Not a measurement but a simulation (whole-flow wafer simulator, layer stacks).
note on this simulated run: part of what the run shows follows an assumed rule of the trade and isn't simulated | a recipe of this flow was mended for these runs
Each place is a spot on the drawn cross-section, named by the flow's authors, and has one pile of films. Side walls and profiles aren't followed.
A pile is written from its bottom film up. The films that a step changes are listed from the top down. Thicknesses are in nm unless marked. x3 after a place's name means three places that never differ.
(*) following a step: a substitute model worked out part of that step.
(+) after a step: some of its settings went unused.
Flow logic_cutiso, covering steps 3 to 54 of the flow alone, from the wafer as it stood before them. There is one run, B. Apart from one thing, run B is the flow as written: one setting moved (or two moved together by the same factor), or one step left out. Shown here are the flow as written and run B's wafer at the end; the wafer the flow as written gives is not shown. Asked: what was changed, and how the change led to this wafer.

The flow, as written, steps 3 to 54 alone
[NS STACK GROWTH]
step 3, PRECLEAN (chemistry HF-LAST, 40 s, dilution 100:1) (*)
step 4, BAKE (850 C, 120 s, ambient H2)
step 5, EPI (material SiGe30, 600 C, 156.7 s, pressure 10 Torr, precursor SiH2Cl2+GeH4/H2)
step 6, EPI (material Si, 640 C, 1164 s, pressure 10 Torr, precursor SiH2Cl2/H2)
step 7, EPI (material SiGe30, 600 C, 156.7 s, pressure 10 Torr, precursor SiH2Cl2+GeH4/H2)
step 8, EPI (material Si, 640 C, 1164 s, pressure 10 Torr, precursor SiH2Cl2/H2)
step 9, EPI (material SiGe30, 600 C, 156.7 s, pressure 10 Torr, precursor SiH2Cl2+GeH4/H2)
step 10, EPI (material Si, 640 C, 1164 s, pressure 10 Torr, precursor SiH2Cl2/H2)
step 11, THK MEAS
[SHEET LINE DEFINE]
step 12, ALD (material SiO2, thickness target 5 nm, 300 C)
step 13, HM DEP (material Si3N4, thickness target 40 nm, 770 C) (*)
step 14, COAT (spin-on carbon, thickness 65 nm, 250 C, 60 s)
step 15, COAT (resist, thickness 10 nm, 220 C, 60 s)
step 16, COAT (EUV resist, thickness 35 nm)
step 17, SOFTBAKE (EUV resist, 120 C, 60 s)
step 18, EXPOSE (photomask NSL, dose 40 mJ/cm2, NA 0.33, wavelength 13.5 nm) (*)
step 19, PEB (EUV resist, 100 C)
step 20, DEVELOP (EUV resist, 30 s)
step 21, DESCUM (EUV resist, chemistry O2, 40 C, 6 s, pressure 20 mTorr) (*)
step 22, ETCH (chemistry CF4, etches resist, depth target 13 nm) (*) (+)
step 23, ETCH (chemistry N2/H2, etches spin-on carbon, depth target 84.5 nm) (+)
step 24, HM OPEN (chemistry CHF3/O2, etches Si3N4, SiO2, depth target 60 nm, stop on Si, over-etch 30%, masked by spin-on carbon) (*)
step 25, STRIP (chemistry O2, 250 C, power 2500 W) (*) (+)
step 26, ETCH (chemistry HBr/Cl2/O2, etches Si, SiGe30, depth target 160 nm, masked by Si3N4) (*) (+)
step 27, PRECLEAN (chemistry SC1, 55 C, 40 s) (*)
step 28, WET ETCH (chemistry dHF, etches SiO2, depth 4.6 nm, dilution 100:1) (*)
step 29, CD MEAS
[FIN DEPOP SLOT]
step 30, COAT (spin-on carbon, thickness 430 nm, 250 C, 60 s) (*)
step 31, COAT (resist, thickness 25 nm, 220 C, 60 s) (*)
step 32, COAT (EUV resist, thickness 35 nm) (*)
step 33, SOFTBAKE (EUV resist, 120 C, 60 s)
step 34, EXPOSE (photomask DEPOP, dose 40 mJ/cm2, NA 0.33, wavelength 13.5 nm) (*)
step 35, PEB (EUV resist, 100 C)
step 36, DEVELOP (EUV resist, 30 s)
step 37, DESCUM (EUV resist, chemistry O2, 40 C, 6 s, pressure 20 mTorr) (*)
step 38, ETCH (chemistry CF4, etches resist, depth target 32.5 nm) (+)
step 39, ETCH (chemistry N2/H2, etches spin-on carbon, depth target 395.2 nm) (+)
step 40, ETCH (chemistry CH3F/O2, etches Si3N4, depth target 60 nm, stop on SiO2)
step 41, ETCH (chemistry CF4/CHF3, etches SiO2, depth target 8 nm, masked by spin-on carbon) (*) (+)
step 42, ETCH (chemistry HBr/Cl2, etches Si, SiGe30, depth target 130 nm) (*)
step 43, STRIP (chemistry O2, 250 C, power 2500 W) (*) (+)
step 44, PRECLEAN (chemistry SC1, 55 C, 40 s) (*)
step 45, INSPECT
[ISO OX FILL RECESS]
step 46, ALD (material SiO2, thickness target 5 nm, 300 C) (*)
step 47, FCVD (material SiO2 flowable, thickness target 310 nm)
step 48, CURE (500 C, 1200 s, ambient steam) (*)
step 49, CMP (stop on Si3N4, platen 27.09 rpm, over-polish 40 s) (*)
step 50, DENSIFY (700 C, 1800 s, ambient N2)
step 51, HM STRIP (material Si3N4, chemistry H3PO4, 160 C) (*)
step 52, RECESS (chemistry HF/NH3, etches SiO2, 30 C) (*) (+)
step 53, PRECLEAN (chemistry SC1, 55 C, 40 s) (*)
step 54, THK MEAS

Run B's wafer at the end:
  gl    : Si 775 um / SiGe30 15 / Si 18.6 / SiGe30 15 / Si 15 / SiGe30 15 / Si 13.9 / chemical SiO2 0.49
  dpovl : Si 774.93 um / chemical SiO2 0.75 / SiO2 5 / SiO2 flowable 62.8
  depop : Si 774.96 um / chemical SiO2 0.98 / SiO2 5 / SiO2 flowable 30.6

The reason: step 6, EPI: 1444 s was run, while the flow as written has 1164 s.

The path from the change to this, step by step:
  step 6, EPI (material Si, 640 C, 1164 s, pressure 10 Torr, precursor SiH2Cl2/H2)
      depop, dpovl, gfld and 19 more: Si gains 18.6 (new film) (as written it would have been: Si gains 15 (new film))
  step 26, ETCH (chemistry HBr/Cl2/O2, etches Si, SiGe30, depth target 160 nm, masked by Si3N4) (*) (+)
      dpovl, gfld, gxf, iso, isow, lnri, nsgap: chemical SiO2 loses 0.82 (all of it), Si loses 12 (all of it), SiGe30 loses 15 (all of it), Si loses 15 (all of it), SiGe30 loses 15 (all of it), Si loses 18.6 (all of it), SiGe30 loses 15 (all of it), Si loses 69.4 (as written it would have been: chemical SiO2 loses 0.82 (all of it), Si loses 12 (all of it), SiGe30 loses 15 (all of it), Si loses 15 (all of it), SiGe30 loses 15 (all of it), Si loses 15 (all of it), SiGe30 loses 15 (all of it), Si loses 73)
  step 42, ETCH (chemistry HBr/Cl2, etches Si, SiGe30, depth target 130 nm) (*)
      depop: Si loses 13.8 (all of it), SiGe30 loses 15 (all of it), Si loses 15 (all of it), SiGe30 loses 15 (all of it), Si loses 18.6 (all of it), SiGe30 loses 15 (all of it), Si loses 37.6 (as written it would have been: Si loses 13.8 (all of it), SiGe30 loses 15 (all of it), Si loses 15 (all of it), SiGe30 loses 15 (all of it), Si loses 15 (all of it), SiGe30 loses 15 (all of it), Si loses 41.2)
